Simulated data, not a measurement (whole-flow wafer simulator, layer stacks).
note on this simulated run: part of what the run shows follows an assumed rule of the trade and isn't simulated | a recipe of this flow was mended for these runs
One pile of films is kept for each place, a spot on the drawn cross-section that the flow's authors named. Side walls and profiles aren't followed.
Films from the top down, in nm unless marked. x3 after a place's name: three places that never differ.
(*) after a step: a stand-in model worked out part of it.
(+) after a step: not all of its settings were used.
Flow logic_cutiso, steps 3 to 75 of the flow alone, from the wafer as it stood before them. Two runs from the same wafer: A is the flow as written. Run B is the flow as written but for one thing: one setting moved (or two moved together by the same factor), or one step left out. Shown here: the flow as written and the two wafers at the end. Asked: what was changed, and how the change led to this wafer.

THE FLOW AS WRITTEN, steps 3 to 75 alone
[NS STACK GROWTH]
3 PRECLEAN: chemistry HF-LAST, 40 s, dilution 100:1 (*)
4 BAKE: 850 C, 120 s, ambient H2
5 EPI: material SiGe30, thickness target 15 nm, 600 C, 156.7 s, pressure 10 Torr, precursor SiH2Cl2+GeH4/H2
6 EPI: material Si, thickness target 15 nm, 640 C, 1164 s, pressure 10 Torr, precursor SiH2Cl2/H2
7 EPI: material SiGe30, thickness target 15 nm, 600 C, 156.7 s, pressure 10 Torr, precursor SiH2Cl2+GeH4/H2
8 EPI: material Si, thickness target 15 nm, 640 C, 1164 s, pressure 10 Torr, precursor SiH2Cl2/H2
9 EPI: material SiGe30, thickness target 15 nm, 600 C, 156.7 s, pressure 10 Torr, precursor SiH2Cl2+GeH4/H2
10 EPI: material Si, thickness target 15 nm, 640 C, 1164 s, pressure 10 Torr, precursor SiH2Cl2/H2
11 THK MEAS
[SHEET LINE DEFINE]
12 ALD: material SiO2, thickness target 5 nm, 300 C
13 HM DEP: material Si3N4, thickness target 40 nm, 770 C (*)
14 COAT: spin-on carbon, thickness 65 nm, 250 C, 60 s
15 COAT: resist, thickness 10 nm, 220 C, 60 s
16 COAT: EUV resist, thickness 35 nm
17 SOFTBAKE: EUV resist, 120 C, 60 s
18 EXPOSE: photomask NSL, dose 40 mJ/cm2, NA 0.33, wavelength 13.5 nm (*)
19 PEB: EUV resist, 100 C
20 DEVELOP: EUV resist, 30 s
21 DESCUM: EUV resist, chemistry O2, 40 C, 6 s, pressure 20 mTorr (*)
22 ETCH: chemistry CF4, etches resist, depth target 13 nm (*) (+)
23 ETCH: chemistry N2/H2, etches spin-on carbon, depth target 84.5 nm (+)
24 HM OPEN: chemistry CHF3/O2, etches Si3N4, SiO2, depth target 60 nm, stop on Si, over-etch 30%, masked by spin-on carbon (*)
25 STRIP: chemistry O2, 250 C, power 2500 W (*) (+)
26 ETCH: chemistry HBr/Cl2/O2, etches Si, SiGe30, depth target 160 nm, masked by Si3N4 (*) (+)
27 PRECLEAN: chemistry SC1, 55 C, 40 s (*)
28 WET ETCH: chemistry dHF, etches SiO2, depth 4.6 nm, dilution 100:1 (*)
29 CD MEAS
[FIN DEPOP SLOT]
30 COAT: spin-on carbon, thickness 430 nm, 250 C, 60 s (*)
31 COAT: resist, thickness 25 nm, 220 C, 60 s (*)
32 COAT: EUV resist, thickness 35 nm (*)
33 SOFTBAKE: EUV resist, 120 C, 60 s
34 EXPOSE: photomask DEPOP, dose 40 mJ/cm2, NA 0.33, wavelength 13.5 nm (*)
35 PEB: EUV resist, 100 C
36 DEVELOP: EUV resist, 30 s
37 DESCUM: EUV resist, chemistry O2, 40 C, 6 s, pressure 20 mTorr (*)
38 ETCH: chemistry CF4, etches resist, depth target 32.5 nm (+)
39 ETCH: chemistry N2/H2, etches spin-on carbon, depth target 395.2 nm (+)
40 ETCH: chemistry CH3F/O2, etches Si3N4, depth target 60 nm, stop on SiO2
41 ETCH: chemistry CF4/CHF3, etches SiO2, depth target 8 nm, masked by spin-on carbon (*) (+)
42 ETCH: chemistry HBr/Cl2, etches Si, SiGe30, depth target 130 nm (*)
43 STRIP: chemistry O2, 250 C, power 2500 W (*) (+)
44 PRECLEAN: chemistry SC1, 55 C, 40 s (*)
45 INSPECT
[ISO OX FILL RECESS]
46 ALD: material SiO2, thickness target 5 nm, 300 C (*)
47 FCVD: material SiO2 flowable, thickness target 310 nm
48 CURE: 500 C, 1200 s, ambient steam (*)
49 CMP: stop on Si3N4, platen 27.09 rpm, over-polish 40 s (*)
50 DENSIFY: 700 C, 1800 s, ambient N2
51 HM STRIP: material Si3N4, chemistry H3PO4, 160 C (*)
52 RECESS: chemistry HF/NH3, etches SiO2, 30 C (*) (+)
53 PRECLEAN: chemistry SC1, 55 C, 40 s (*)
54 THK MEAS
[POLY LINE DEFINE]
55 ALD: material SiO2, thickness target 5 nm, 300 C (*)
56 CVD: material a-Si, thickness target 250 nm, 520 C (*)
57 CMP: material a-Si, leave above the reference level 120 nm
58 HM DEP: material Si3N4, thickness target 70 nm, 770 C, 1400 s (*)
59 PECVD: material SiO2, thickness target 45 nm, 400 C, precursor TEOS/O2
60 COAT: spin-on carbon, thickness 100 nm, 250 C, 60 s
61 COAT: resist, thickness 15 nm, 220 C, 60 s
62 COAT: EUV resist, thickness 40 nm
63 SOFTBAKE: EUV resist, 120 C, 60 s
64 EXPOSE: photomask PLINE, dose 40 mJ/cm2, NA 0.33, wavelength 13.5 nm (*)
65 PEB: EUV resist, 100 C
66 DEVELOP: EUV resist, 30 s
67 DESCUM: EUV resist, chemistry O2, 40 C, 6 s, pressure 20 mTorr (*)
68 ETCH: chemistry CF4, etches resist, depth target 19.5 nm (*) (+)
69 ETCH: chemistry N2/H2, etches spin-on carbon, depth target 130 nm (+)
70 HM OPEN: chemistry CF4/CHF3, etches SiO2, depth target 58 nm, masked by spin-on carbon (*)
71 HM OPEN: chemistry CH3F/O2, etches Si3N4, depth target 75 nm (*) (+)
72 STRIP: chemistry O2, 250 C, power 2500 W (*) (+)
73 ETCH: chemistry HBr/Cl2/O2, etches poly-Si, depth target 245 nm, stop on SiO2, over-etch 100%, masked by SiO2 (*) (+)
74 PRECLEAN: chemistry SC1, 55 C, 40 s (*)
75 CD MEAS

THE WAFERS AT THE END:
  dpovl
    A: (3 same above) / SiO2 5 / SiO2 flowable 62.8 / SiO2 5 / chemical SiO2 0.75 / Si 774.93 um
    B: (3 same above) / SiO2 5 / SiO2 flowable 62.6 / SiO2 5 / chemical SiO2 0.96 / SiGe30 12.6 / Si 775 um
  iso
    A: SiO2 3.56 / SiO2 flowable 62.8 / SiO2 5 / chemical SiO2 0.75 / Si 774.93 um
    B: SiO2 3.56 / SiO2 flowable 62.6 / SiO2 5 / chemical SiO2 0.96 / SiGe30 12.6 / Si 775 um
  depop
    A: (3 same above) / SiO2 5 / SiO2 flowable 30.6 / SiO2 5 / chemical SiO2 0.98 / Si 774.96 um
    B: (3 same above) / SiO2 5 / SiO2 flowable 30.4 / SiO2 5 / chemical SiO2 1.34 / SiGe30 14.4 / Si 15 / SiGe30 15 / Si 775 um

The cause: step 8, EPI: 688 C was run, where the flow has 640 C.

How the change led to this, step by step:
  8 EPI: material Si, thickness target 15 nm, 640 C, 1164 s, pressure 10 Torr, precursor SiH2Cl2/H2
      depop, dpovl, gfld and 19 more: A Si +15 (new film) | B Si +101.3 (new film)
  26 ETCH: chemistry HBr/Cl2/O2, etches Si, SiGe30, depth target 160 nm, masked by Si3N4 (*) (+)
      dpovl, gfld, gxf, iso, isow, lnri, nsgap: A chemical SiO2 -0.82 (all of it), Si -12 (all of it), SiGe30 -15 (all of it), Si -15 (all of it), SiGe30 -15 (all of it), Si -15 (all of it), SiGe30 -15 (all of it), Si -73 | B chemical SiO2 -0.82 (all of it), Si -12 (all of it), SiGe30 -15 (all of it), Si -101.3 (all of it), SiGe30 -15 (all of it), Si -15 (all of it), SiGe30 -1.74
  42 ETCH: chemistry HBr/Cl2, etches Si, SiGe30, depth target 130 nm (*)
      depop: A Si -13.8 (all of it), SiGe30 -15 (all of it), Si -15 (all of it), SiGe30 -15 (all of it), Si -15 (all of it), SiGe30 -15 (all of it), Si -41.2 | B Si -13.8 (all of it), SiGe30 -15 (all of it), Si -101.3 (all of it)
  43 STRIP: chemistry O2, 250 C, power 2500 W (*) (+)
      depop: A chemical SiO2 +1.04 (new film), Si -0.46 | B chemical SiO2 +1.41 (new film), SiGe30 -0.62
